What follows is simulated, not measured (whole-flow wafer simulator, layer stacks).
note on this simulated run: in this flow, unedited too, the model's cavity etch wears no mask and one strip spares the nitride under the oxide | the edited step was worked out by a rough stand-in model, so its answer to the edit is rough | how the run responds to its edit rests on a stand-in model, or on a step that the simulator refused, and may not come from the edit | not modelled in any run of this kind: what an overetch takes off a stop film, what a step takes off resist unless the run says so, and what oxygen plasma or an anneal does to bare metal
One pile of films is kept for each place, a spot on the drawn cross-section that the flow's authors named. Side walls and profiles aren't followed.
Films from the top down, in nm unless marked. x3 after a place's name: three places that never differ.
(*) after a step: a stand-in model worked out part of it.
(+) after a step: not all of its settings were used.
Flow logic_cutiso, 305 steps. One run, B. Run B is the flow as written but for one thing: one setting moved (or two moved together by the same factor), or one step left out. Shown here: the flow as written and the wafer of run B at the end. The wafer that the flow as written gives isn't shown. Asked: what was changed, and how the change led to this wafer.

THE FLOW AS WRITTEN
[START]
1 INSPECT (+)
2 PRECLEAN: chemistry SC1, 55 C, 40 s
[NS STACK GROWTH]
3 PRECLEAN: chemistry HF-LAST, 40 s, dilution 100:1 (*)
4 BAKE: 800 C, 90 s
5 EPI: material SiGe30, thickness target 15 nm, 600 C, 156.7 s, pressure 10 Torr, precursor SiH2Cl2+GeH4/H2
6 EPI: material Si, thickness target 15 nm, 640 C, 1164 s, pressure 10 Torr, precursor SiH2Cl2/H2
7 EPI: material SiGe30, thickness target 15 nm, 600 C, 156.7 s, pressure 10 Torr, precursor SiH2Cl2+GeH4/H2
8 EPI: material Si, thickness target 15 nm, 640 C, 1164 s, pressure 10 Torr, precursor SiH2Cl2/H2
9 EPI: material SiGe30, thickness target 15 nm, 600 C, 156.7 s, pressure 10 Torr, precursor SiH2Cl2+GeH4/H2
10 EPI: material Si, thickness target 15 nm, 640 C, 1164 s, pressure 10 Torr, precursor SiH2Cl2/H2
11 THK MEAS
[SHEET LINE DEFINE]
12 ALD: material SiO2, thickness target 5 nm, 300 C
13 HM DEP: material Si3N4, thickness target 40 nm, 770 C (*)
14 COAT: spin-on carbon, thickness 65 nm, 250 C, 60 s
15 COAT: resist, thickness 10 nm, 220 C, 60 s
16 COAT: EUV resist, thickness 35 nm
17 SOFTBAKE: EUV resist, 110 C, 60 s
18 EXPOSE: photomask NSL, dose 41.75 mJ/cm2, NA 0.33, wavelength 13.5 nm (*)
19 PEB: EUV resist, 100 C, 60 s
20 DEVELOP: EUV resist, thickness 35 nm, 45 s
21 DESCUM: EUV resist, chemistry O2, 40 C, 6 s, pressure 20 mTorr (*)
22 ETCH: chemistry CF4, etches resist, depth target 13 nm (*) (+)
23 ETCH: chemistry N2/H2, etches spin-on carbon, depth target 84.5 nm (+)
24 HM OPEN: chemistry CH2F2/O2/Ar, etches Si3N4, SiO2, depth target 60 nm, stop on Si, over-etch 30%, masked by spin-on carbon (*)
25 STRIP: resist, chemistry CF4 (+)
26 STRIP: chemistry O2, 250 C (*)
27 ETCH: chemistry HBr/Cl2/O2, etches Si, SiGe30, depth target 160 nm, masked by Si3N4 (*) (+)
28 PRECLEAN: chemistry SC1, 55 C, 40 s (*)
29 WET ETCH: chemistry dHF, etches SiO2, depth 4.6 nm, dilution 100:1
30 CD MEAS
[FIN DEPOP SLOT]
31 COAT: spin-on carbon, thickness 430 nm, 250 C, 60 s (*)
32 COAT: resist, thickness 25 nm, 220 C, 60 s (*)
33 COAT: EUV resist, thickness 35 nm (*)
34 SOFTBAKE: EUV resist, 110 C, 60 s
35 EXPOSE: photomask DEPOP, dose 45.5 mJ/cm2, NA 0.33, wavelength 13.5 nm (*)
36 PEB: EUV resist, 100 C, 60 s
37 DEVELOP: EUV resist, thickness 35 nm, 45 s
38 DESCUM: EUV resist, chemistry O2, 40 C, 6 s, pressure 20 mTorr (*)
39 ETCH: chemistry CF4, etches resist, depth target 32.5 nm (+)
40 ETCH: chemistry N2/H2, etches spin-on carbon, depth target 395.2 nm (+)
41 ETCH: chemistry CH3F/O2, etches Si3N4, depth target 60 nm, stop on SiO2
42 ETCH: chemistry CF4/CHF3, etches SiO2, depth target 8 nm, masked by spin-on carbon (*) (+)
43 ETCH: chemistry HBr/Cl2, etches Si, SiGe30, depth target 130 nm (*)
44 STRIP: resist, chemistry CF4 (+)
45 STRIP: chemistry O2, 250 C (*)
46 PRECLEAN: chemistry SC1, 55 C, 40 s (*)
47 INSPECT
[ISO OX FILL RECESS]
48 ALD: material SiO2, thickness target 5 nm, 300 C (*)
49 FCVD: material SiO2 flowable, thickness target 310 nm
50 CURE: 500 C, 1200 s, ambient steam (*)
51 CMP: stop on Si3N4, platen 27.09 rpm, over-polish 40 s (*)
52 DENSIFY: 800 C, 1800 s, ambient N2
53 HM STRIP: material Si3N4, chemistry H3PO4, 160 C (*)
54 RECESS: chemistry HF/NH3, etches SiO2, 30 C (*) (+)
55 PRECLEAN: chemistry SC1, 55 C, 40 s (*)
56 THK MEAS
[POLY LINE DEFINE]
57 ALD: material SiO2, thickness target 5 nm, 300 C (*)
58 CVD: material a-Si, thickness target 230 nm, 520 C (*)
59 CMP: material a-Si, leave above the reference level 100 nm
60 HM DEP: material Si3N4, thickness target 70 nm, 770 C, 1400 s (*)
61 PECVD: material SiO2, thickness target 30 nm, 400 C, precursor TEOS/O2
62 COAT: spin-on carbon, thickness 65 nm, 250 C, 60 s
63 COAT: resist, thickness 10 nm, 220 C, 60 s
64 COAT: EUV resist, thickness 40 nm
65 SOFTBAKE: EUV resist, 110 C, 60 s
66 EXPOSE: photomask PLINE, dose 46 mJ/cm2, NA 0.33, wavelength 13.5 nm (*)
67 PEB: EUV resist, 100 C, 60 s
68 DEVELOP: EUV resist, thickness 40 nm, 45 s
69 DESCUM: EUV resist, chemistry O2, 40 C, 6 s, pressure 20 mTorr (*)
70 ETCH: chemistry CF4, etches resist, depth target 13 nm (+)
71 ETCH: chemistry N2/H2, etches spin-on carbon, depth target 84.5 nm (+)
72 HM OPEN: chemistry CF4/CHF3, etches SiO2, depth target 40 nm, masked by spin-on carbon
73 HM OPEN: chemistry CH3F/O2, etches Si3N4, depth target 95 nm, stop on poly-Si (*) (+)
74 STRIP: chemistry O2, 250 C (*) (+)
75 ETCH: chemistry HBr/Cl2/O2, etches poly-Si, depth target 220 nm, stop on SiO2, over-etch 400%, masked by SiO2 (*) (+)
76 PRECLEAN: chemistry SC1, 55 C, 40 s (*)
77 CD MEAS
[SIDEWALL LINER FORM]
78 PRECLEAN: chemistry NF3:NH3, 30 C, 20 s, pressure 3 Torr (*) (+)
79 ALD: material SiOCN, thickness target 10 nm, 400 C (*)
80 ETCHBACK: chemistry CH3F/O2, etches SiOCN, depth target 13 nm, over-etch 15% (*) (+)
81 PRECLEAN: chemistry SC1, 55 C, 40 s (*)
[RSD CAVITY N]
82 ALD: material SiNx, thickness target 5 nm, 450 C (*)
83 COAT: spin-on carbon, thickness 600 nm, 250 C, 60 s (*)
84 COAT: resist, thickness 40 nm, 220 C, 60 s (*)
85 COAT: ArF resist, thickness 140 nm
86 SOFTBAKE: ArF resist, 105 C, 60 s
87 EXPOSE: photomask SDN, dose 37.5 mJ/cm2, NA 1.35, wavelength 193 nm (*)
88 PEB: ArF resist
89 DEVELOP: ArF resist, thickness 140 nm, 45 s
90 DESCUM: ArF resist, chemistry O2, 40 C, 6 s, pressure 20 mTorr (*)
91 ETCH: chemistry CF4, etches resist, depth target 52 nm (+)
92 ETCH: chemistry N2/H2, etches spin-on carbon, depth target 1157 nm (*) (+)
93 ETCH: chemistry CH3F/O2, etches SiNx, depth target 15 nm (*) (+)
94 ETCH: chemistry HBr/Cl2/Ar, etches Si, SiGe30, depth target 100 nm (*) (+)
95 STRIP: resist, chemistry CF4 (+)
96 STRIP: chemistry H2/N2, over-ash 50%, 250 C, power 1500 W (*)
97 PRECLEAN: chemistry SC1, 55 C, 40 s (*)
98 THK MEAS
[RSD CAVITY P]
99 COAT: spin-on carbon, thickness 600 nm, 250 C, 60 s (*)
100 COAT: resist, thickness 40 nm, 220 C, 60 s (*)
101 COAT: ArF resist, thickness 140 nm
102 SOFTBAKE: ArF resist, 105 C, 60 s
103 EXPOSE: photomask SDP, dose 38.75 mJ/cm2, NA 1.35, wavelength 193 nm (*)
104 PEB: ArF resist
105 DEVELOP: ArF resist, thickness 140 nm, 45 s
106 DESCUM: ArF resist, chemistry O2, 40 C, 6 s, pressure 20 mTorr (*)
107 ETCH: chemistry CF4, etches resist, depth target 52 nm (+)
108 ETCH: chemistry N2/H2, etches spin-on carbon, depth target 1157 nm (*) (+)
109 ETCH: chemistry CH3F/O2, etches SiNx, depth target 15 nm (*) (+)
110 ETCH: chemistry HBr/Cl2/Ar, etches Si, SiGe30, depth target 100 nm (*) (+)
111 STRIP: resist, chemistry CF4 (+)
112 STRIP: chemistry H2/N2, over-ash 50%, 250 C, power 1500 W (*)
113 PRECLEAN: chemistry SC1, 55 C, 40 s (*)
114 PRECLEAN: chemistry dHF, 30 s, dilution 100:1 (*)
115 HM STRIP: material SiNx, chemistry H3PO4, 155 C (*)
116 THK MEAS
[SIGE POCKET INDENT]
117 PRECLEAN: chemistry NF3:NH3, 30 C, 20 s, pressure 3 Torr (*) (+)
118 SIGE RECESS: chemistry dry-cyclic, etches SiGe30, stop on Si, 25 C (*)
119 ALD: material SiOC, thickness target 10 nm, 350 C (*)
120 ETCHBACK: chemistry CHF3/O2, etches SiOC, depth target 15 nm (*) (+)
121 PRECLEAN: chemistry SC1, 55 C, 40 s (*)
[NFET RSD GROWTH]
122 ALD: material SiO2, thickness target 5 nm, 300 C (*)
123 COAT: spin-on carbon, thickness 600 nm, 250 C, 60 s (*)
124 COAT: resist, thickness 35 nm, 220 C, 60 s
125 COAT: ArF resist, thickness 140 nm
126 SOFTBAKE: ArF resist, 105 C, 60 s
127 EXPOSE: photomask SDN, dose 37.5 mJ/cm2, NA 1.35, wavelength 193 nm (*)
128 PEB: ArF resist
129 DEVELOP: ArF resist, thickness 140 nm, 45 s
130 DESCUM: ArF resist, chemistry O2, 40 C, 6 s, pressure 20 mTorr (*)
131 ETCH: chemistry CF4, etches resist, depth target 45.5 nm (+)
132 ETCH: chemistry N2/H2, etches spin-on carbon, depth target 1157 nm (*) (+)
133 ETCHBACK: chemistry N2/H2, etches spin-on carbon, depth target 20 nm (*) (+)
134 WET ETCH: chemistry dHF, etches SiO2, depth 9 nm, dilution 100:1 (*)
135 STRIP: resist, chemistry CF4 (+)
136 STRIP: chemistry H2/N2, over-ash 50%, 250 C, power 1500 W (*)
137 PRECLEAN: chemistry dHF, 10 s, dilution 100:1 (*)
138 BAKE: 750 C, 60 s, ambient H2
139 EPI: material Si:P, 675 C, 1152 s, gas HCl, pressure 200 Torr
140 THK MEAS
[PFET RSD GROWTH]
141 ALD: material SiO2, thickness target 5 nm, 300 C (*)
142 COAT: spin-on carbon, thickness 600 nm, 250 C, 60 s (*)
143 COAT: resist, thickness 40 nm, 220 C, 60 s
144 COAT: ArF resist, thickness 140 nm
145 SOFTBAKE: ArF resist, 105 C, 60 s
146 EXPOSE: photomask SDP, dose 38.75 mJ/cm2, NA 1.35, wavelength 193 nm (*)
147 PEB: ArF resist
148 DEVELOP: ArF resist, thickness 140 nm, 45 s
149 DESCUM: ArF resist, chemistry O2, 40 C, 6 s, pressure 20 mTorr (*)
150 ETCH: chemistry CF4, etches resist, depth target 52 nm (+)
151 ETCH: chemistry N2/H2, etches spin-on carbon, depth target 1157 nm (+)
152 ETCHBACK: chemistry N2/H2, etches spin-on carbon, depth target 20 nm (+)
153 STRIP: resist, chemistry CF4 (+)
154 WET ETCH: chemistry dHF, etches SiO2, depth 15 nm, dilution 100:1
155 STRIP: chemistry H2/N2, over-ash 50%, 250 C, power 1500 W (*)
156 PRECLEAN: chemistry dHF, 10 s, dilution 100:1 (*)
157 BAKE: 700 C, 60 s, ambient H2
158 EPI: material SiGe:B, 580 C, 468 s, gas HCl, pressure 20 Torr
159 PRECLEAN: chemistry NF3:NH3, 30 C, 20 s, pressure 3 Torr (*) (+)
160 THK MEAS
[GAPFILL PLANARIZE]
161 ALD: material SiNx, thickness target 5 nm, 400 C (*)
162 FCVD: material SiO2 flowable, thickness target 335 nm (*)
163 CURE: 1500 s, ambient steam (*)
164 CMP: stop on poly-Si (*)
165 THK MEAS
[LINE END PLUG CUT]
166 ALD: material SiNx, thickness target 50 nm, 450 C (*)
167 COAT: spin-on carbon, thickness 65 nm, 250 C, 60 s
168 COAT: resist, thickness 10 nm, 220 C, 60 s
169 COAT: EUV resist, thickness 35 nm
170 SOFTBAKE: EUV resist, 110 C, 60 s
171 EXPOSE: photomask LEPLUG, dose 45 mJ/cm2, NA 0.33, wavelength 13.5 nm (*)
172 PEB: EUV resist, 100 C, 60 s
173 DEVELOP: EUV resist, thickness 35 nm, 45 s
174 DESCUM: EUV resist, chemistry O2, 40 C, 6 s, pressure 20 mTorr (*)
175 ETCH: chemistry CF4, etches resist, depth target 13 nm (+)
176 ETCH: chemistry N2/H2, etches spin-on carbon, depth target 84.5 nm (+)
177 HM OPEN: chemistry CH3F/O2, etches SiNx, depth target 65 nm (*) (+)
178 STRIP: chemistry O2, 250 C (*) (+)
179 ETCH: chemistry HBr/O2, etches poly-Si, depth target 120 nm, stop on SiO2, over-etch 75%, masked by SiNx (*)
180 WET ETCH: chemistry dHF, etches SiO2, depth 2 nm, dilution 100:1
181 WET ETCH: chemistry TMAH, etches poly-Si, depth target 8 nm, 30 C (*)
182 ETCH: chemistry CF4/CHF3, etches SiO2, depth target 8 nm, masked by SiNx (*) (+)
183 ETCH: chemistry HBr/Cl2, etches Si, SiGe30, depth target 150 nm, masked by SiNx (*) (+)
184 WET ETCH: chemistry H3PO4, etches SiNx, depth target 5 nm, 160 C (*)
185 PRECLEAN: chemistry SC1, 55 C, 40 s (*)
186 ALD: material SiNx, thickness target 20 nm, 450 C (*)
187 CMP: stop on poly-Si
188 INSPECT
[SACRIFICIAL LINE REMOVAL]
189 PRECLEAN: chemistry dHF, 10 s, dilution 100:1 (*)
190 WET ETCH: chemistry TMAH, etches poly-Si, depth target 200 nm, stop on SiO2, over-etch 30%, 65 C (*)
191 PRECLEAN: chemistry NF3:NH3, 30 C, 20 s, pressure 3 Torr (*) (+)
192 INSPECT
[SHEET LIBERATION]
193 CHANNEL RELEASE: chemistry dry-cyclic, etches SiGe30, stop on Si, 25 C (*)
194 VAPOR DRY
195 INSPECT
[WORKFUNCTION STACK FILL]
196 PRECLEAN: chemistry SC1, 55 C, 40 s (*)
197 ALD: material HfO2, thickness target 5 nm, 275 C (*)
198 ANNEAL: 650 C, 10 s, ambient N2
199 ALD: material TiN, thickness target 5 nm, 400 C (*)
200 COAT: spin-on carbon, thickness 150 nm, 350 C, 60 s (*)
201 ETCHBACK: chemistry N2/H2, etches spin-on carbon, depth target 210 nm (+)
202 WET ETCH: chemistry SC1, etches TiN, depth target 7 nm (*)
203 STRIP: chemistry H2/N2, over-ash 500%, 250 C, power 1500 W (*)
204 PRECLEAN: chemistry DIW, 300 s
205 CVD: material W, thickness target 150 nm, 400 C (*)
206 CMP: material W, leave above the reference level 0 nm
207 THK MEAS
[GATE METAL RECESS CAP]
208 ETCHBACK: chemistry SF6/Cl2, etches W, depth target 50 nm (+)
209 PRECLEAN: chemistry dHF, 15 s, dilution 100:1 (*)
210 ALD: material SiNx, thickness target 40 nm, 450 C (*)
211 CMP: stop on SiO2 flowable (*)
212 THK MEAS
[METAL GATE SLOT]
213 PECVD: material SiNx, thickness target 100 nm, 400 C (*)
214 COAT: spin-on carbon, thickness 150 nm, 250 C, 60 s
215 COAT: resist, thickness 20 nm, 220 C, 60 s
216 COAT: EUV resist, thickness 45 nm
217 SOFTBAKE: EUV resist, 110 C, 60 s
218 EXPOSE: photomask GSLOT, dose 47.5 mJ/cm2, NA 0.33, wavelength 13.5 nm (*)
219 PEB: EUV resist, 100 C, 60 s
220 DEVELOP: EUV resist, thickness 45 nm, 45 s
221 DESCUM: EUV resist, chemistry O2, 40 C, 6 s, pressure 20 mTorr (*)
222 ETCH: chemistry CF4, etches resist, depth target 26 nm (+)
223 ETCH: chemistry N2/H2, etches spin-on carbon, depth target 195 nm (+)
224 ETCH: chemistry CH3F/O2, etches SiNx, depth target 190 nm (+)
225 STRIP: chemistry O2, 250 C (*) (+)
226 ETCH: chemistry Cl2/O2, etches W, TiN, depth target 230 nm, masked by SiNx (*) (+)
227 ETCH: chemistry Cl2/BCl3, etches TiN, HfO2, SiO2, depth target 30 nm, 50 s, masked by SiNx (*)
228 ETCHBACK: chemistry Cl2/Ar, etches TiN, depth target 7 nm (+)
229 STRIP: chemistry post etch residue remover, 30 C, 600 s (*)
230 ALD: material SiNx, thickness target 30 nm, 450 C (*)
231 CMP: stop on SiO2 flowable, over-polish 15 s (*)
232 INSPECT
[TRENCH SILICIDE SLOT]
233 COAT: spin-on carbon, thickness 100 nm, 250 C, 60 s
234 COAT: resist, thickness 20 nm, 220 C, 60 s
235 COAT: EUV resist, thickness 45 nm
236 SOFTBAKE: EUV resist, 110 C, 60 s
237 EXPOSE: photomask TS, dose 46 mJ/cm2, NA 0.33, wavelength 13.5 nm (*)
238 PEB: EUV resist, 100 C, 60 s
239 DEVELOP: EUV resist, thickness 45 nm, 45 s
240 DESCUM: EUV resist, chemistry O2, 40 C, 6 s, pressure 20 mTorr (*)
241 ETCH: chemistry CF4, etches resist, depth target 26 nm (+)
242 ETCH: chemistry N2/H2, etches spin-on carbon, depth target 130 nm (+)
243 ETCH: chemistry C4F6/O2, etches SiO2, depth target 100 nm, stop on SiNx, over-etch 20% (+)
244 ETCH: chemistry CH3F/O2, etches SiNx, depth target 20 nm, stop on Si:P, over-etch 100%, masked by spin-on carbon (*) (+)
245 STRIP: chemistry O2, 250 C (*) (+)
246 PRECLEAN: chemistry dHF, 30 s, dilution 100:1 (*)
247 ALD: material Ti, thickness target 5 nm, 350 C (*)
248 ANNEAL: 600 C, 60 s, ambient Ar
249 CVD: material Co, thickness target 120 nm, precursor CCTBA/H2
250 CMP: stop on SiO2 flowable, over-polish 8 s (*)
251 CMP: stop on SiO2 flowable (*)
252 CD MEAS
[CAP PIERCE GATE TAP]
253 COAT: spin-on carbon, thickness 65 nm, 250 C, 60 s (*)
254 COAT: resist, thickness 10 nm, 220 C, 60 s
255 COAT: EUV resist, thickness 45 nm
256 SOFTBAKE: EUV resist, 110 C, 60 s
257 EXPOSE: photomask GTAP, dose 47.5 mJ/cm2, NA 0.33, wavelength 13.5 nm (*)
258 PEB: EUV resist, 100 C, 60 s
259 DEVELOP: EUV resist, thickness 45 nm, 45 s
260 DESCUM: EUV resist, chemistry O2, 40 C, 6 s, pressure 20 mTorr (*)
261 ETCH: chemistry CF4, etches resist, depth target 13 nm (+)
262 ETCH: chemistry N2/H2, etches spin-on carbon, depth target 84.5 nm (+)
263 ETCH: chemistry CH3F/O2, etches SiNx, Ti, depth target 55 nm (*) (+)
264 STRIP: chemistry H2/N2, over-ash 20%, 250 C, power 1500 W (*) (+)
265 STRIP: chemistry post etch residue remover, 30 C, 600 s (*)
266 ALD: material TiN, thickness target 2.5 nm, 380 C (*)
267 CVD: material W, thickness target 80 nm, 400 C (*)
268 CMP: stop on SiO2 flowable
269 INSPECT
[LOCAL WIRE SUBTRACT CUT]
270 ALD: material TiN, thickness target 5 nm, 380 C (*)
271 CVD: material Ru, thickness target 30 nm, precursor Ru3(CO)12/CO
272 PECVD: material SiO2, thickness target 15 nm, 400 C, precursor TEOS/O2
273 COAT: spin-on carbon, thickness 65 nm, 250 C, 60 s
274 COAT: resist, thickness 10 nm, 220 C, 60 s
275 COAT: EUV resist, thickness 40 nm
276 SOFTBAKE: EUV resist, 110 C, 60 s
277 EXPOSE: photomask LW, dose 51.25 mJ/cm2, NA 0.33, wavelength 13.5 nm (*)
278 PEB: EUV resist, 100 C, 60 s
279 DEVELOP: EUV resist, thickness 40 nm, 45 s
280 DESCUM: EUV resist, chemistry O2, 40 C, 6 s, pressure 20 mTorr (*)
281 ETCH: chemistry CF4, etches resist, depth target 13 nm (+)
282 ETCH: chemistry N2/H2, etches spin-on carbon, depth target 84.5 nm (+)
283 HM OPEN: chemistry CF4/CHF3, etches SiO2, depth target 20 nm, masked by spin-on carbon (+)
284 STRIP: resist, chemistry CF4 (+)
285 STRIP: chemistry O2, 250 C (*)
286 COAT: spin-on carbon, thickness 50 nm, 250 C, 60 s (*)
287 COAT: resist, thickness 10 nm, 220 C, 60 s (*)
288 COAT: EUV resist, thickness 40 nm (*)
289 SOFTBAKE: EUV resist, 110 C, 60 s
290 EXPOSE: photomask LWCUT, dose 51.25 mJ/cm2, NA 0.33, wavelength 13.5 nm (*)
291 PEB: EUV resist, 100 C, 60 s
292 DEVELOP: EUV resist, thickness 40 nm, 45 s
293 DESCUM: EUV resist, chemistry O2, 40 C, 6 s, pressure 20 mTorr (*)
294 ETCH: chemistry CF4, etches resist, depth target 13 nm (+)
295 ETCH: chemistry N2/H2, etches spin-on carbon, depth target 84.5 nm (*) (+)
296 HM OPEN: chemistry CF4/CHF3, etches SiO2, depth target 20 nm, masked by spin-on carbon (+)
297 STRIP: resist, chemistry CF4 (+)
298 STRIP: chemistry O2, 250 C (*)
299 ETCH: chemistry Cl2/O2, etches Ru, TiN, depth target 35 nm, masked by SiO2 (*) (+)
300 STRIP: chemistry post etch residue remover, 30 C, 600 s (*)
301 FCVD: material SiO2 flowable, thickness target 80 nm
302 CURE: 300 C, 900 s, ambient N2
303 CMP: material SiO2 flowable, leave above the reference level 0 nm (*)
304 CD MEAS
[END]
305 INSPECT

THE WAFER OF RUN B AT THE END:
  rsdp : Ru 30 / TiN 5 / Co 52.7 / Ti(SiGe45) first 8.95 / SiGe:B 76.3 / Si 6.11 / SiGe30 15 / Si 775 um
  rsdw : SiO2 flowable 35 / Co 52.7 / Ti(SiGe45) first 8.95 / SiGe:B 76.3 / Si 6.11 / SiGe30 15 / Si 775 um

The cause: step 110, ETCH: depth target 65 nm was run, where the flow has depth target 100 nm.

How the change led to this, step by step:
  110 ETCH: chemistry HBr/Cl2/Ar, etches Si, SiGe30, depth target 100 nm (*) (+)
      rsdp, rsdw: chemical SiO2 -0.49 (all of it), Si -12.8 (all of it), SiGe30 -15 (all of it), Si -15 (all of it), SiGe30 -15 (all of it), Si -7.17 (as written it would be: chemical SiO2 -0.49 (all of it), Si -12.8 (all of it), SiGe30 -15 (all of it), Si -15 (all of it), SiGe30 -15 (all of it), Si -15 (all of it), SiGe30 -15 (all of it), Si -12.2)
  120 ETCHBACK: chemistry CHF3/O2, etches SiOC, depth target 15 nm (*) (+)
      rsdp, rsdw: SiOC -10 (all of it), Si -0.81 (as written it would be: SiOC -10 (all of it))
  123 COAT: spin-on carbon, thickness 600 nm, 250 C, 60 s (*)
      rsdp, rsdw: spin-on carbon +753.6 (new film) (as written it would be: spin-on carbon +783.2 (new film))
  136 STRIP: chemistry H2/N2, over-ash 50%, 250 C, power 1500 W (*)
      rsdp, rsdw: spin-on carbon -753.6 (all of it) (as written it would be: spin-on carbon -783.2 (all of it))
  142 COAT: spin-on carbon, thickness 600 nm, 250 C, 60 s (*)
      rsdp: spin-on carbon +776.2 (new film) (as written it would be: spin-on carbon +806.8 (new film))
      rsdw: spin-on carbon +776.1 (new film) (as written it would be: spin-on carbon +806.7 (new film))
  151 ETCH: chemistry N2/H2, etches spin-on carbon, depth target 1157 nm (+)
      rsdp, rsdw: spin-on carbon -770.1 (all of it), SiO2 -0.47 (as written it would be: spin-on carbon -800.8 (all of it))
  154 WET ETCH: chemistry dHF, etches SiO2, depth 15 nm, dilution 100:1
      rsdp: SiO2 -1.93 (all of it), chemical SiO2 -0.49 (all of it) (as written it would be: SiO2 -2.75 (all of it), chemical SiO2 -0.49 (all of it))
      rsdw: SiO2 -1.36 (all of it), chemical SiO2 -0.49 (all of it) (as written it would be: SiO2 -2.25 (all of it), chemical SiO2 -0.49 (all of it))
  158 EPI: material SiGe:B, 580 C, 468 s, gas HCl, pressure 20 Torr
      rsdp, rsdw: SiGe:B +82.8 (new film) (as written it would be: SiGe:B +116.8 (new film))
